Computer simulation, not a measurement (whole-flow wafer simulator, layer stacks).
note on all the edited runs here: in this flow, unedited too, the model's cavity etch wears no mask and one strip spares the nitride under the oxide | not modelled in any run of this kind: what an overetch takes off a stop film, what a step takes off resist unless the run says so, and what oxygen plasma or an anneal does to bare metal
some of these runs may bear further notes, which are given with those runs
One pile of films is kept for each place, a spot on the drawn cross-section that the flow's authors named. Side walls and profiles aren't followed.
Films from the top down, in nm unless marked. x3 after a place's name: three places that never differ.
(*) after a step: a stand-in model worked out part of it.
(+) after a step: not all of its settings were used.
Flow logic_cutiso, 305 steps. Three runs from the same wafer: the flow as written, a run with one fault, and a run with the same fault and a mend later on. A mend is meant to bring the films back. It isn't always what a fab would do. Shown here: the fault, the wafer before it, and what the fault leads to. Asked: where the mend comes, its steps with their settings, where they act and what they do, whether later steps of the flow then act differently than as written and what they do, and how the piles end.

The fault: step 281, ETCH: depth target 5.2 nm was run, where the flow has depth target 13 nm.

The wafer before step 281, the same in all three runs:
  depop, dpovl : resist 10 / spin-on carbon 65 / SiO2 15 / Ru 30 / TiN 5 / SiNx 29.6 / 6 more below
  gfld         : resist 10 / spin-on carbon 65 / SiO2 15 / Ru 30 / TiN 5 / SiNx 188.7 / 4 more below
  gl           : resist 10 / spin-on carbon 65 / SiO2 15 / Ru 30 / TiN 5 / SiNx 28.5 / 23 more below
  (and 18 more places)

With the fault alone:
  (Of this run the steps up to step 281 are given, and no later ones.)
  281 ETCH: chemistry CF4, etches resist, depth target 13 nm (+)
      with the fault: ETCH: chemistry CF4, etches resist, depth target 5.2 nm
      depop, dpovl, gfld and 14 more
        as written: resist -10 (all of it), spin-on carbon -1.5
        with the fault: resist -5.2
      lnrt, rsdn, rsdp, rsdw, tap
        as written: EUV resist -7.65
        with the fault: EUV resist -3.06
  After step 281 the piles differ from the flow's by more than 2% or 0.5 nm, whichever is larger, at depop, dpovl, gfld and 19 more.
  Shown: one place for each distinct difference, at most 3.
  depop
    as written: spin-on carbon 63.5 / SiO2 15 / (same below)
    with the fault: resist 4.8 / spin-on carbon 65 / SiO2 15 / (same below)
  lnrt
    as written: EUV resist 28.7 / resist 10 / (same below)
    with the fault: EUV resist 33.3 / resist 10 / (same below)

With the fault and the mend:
  The mend comes after step 281.
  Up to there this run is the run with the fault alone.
  281a ETCH: chemistry CF4, etches resist, depth target 7.8 nm (*) (+) (the flow's step 281 once more, with other settings)
      depop, dpovl, gfld and 14 more
        resist -4.8 (all of it), spin-on carbon -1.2
      lnrt, rsdn, rsdp, rsdw, tap
        EUV resist -4.24
  No later step of the flow acts differently than as written, at any place that is followed, by more than 2% or 0.5 nm, whichever is larger.
  At the end the piles are the same as the flow's at every place that both follow.
